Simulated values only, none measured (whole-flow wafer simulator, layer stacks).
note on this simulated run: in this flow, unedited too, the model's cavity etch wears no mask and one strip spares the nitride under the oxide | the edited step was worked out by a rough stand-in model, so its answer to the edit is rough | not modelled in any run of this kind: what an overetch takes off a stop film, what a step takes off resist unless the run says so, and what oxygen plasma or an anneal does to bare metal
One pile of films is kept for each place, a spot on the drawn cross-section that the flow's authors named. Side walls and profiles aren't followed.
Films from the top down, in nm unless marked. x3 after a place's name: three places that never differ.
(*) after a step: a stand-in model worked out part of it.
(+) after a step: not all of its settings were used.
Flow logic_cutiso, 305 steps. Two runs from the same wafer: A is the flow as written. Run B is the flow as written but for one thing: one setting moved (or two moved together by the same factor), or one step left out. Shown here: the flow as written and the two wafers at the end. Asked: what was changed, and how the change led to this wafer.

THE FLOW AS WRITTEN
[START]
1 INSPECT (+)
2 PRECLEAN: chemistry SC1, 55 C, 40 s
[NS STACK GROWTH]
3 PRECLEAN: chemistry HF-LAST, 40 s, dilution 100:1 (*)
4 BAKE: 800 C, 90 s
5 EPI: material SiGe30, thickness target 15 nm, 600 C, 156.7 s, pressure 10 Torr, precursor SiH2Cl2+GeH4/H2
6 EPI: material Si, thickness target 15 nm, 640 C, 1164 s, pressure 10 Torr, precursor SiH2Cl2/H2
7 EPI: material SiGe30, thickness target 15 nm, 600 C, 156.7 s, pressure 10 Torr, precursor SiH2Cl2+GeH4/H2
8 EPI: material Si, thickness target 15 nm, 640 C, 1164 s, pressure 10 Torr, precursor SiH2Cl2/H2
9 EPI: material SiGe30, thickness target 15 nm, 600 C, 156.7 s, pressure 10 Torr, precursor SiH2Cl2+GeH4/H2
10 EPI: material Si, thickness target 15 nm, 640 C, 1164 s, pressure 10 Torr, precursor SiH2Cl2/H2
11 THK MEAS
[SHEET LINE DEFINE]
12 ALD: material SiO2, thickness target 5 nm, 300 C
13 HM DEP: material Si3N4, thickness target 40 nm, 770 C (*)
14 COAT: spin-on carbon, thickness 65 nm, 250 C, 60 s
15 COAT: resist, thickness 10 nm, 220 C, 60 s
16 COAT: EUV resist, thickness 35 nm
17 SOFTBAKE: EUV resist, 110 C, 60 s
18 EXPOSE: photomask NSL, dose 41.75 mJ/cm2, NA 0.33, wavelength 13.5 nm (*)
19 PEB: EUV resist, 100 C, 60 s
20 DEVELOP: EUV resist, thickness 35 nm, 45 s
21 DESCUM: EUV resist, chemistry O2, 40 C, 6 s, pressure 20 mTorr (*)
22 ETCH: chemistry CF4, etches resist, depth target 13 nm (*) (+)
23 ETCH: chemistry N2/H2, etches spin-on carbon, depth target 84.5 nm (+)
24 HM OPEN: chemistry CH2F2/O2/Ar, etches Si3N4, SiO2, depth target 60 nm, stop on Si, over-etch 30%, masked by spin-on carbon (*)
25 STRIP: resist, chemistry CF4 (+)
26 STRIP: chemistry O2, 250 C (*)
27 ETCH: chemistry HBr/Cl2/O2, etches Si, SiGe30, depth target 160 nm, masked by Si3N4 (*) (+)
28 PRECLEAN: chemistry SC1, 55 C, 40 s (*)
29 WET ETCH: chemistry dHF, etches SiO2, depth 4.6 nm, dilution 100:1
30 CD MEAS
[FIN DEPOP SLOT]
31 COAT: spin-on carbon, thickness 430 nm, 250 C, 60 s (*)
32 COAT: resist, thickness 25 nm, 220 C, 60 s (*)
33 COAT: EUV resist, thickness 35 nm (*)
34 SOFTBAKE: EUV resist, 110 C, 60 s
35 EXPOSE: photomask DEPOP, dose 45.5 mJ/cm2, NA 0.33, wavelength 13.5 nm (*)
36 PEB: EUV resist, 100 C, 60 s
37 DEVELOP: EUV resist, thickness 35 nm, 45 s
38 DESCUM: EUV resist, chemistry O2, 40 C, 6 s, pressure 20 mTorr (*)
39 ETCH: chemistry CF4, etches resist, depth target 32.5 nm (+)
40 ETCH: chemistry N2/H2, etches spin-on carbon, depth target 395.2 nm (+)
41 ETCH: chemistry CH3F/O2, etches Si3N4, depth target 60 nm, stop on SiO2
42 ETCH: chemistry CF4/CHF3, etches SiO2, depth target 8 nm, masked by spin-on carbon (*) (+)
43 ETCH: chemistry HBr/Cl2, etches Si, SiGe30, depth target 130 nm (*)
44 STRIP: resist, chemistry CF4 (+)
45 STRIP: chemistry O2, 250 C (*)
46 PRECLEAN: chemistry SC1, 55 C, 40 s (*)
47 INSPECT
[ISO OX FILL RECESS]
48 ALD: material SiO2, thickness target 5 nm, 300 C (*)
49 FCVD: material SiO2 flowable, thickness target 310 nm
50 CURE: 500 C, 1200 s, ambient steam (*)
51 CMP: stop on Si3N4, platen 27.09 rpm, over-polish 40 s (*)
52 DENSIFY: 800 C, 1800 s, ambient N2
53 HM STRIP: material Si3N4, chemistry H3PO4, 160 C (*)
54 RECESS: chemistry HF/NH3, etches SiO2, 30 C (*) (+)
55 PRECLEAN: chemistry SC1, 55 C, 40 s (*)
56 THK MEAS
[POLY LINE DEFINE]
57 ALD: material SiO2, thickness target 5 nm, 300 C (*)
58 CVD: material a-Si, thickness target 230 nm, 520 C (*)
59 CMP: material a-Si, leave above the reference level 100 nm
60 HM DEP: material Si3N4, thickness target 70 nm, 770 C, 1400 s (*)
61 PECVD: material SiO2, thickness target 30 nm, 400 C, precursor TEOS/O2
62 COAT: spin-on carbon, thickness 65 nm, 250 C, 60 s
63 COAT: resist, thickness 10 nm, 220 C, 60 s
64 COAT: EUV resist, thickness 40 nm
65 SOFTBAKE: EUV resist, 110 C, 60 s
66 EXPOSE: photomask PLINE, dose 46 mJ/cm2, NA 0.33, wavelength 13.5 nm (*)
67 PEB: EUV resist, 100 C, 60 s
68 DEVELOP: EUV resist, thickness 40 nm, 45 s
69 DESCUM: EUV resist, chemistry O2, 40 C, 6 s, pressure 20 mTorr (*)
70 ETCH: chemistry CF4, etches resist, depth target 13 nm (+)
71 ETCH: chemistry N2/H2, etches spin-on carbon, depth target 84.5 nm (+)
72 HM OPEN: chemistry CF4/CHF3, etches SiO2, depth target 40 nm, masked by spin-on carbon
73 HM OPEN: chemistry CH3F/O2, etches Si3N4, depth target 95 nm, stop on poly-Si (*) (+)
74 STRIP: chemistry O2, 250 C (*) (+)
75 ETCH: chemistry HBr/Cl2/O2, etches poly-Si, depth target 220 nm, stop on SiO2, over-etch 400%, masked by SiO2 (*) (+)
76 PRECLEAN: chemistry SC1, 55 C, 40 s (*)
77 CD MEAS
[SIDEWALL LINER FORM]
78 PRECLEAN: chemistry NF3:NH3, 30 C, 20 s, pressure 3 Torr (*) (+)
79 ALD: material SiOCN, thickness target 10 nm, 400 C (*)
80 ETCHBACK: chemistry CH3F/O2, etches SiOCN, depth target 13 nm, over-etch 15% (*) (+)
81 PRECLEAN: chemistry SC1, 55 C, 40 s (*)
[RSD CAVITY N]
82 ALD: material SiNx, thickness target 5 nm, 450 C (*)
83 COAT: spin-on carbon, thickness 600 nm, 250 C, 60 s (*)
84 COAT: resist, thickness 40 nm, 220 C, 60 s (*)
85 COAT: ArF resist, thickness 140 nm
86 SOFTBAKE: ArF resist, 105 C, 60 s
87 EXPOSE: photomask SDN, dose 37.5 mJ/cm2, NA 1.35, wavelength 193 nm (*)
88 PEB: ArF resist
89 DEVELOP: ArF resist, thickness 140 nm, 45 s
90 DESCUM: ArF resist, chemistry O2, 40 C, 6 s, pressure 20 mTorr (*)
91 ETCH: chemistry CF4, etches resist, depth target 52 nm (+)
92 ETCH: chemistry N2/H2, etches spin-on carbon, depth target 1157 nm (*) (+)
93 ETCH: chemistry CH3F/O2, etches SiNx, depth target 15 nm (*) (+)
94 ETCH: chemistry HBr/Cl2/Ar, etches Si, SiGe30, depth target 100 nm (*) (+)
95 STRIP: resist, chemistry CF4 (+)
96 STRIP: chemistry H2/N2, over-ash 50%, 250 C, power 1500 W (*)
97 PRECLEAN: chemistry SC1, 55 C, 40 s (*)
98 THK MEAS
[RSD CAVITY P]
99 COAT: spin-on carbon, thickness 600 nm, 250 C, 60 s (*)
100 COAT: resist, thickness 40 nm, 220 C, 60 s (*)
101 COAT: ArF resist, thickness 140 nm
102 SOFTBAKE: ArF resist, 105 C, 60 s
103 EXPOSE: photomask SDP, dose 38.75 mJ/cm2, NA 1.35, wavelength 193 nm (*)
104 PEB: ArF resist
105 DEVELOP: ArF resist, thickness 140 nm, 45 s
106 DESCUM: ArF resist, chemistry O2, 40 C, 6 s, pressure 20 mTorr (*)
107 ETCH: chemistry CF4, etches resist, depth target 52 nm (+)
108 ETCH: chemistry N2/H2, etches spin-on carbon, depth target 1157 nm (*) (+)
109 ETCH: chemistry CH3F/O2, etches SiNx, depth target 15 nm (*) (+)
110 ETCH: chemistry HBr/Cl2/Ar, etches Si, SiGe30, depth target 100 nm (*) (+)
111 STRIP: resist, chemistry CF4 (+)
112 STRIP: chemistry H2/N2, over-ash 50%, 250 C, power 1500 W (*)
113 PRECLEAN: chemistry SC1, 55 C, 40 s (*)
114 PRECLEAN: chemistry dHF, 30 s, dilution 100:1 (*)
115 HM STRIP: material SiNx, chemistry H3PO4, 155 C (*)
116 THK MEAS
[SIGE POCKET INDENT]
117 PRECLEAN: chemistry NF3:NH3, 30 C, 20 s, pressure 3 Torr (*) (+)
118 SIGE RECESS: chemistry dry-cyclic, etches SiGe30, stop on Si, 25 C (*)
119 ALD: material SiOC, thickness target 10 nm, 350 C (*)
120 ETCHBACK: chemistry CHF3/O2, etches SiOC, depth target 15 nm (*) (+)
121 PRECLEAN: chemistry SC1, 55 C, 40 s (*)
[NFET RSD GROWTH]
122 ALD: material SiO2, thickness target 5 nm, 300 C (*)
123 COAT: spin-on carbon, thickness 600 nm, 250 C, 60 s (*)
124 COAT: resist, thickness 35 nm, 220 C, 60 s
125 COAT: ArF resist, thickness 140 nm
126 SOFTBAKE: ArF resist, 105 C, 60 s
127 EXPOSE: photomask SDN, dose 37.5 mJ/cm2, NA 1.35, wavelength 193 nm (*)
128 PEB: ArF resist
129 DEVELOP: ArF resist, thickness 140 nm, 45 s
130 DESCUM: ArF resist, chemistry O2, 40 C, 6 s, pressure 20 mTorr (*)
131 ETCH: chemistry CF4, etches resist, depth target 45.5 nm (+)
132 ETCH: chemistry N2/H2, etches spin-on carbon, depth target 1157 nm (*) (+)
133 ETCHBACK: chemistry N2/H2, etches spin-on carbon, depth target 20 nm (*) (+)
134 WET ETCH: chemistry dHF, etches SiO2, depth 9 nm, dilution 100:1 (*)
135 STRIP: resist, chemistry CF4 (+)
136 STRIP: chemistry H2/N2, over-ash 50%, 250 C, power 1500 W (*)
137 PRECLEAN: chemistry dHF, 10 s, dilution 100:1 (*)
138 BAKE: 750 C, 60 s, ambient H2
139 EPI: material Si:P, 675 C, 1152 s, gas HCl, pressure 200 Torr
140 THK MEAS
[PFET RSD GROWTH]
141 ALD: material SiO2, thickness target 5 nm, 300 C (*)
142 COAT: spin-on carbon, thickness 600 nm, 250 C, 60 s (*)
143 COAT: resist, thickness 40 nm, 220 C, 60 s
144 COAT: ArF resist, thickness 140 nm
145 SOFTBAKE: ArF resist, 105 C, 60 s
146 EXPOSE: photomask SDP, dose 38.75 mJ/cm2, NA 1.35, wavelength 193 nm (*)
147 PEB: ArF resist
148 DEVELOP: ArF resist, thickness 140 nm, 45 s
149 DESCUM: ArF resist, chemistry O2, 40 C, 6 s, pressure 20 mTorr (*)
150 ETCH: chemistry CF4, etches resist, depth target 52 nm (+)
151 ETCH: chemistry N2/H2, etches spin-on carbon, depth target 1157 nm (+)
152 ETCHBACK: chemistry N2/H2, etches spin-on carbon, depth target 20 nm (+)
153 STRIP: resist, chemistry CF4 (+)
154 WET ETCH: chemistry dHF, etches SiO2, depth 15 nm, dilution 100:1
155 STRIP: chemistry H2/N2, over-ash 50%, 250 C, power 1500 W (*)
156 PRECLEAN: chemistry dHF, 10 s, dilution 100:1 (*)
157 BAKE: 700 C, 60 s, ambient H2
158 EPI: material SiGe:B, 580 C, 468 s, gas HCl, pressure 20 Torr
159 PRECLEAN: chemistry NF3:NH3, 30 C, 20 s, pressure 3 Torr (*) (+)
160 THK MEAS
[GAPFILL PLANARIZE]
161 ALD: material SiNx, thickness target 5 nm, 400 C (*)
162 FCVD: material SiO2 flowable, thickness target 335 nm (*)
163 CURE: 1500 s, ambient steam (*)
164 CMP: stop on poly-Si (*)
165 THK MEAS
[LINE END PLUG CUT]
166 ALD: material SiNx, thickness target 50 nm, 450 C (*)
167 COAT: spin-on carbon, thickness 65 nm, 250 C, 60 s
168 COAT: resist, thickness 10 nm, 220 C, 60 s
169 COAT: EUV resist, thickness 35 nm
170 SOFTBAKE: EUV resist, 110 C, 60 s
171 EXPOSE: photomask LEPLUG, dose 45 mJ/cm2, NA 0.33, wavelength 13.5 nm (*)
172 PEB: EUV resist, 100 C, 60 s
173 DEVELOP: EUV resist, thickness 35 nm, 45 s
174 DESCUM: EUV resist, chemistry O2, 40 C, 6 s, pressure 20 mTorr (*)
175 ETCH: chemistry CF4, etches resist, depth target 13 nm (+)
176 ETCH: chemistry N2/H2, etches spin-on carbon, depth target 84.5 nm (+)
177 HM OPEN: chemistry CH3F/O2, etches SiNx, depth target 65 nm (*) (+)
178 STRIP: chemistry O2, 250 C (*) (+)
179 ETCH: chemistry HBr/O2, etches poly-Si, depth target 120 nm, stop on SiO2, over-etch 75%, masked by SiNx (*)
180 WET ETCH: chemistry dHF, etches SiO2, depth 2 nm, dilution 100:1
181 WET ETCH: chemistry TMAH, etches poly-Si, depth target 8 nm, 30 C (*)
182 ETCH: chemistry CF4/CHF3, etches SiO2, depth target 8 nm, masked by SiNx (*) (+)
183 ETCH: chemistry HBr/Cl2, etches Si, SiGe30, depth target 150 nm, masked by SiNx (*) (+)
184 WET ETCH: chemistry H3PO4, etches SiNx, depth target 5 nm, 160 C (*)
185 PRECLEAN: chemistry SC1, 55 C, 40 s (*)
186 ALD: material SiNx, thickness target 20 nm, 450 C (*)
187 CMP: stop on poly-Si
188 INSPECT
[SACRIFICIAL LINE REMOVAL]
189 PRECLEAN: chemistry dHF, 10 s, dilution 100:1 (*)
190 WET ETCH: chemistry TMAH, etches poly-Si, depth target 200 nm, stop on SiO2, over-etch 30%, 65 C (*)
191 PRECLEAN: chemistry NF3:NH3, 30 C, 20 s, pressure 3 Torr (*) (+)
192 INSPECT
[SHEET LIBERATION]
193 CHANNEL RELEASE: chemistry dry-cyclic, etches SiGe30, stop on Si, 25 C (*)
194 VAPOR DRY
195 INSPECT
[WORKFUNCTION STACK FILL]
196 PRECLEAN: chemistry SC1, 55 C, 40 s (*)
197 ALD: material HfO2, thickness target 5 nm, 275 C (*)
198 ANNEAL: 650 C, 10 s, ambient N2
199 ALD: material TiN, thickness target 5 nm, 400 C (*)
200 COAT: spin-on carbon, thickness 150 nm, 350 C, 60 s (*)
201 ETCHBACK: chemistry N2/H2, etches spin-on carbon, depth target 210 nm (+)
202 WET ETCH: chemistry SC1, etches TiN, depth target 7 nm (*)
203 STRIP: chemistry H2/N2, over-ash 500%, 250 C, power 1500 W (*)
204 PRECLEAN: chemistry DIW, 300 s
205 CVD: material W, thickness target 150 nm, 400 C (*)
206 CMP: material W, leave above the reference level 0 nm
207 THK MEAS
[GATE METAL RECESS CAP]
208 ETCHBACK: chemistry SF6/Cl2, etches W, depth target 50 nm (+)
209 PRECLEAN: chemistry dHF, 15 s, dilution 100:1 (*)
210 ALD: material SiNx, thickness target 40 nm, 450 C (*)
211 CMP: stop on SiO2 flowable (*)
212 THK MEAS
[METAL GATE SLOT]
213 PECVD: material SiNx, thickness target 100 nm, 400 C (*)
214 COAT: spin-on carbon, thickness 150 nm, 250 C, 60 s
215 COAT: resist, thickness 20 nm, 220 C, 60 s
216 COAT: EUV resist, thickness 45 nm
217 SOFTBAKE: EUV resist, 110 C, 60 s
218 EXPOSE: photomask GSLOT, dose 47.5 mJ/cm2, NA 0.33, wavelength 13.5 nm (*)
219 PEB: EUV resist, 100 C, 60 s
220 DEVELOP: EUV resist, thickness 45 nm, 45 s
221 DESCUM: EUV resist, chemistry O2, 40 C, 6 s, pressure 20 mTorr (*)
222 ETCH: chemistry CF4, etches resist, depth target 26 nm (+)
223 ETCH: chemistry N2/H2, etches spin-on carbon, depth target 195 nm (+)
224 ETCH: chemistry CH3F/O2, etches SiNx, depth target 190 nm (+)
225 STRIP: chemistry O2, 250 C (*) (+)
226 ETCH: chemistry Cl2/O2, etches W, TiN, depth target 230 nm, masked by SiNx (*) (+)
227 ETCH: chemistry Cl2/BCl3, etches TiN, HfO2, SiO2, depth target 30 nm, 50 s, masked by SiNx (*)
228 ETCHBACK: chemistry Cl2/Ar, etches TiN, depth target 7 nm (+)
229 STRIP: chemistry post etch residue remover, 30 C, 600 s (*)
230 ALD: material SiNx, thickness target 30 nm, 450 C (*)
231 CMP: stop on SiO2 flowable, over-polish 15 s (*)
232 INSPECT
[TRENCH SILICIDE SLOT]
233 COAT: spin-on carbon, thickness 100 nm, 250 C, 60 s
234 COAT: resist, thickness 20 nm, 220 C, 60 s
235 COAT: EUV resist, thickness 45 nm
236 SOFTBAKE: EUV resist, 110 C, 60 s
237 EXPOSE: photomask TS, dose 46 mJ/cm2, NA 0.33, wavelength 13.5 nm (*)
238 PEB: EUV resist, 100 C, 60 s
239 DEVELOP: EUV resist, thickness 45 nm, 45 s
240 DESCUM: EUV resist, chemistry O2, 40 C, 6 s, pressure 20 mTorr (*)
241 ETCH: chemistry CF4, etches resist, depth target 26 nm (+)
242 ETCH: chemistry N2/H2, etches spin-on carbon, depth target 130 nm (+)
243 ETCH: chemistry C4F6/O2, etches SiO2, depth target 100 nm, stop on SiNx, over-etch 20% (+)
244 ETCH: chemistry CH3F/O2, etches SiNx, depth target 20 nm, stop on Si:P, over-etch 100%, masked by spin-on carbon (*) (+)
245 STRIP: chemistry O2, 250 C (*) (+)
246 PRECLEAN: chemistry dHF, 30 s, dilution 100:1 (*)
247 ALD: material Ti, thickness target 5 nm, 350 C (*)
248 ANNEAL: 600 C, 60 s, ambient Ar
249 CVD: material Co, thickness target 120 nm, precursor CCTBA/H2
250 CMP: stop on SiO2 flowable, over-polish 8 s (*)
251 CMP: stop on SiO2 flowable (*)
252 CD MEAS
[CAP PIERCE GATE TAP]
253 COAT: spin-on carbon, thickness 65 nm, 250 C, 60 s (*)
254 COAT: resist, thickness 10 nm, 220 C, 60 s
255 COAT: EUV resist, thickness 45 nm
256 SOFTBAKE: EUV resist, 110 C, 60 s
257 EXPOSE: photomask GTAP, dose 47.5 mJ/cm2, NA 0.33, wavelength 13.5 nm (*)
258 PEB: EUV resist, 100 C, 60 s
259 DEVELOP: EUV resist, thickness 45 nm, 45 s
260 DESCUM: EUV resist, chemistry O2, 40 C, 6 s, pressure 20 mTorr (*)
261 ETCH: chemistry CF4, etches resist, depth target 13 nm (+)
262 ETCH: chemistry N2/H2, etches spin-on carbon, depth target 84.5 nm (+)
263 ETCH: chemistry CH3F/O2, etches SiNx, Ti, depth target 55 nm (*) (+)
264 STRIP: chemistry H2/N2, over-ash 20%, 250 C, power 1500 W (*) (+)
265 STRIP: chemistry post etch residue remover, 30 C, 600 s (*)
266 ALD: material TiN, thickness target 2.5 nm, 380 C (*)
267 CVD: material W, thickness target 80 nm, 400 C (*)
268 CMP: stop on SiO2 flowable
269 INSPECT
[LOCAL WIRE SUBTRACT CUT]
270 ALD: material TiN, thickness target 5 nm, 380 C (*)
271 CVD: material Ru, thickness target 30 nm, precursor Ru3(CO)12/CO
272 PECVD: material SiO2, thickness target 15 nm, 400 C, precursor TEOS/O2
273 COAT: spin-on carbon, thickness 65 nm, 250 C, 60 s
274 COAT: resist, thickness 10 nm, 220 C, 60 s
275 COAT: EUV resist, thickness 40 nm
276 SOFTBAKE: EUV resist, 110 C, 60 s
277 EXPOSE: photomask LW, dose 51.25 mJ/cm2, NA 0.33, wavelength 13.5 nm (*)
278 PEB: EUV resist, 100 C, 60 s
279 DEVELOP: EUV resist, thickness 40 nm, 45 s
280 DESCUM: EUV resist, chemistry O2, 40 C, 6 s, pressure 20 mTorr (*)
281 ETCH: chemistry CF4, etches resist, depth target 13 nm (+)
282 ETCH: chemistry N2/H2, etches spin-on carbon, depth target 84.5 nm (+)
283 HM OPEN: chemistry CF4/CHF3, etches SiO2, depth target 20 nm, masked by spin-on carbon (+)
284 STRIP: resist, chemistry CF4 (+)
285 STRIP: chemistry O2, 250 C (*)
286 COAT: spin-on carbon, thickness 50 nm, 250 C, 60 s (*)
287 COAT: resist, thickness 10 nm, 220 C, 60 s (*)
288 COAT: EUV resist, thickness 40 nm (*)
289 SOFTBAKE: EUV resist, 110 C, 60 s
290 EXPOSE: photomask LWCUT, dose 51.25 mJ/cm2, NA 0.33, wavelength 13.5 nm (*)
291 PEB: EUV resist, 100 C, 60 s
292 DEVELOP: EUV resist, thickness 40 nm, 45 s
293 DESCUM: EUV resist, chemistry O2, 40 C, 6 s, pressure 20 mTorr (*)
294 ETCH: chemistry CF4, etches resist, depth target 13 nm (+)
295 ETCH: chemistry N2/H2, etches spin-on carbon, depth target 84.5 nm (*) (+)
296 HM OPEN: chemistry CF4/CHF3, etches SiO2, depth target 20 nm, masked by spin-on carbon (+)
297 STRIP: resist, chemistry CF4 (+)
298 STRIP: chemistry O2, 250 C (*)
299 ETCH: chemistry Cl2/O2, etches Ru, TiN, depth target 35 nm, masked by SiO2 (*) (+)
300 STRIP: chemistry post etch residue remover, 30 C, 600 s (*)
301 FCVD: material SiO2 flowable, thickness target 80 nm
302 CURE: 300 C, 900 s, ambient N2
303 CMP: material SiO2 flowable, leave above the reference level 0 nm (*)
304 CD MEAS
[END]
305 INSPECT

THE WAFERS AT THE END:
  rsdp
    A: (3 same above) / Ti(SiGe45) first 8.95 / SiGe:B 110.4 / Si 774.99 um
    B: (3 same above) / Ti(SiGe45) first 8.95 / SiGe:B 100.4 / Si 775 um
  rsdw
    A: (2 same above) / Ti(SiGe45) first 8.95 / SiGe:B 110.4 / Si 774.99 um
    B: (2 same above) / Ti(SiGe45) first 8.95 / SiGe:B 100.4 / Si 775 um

The cause: step 110, ETCH: depth target 90 nm was run, where the flow has depth target 100 nm.

How the change led to this, step by step:
  110 ETCH: chemistry HBr/Cl2/Ar, etches Si, SiGe30, depth target 100 nm (*) (+)
      rsdp, rsdw: A chemical SiO2 -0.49 (all of it), Si -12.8 (all of it), SiGe30 -15 (all of it), Si -15 (all of it), SiGe30 -15 (all of it), Si -15 (all of it), SiGe30 -15 (all of it), Si -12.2 | B chemical SiO2 -0.49 (all of it), Si -12.8 (all of it), SiGe30 -15 (all of it), Si -15 (all of it), SiGe30 -15 (all of it), Si -15 (all of it), SiGe30 -15 (all of it), Si -2.16
  158 EPI: material SiGe:B, 580 C, 468 s, gas HCl, pressure 20 Torr
      rsdp, rsdw: A SiGe:B +116.8 (new film) | B SiGe:B +106.8 (new film)
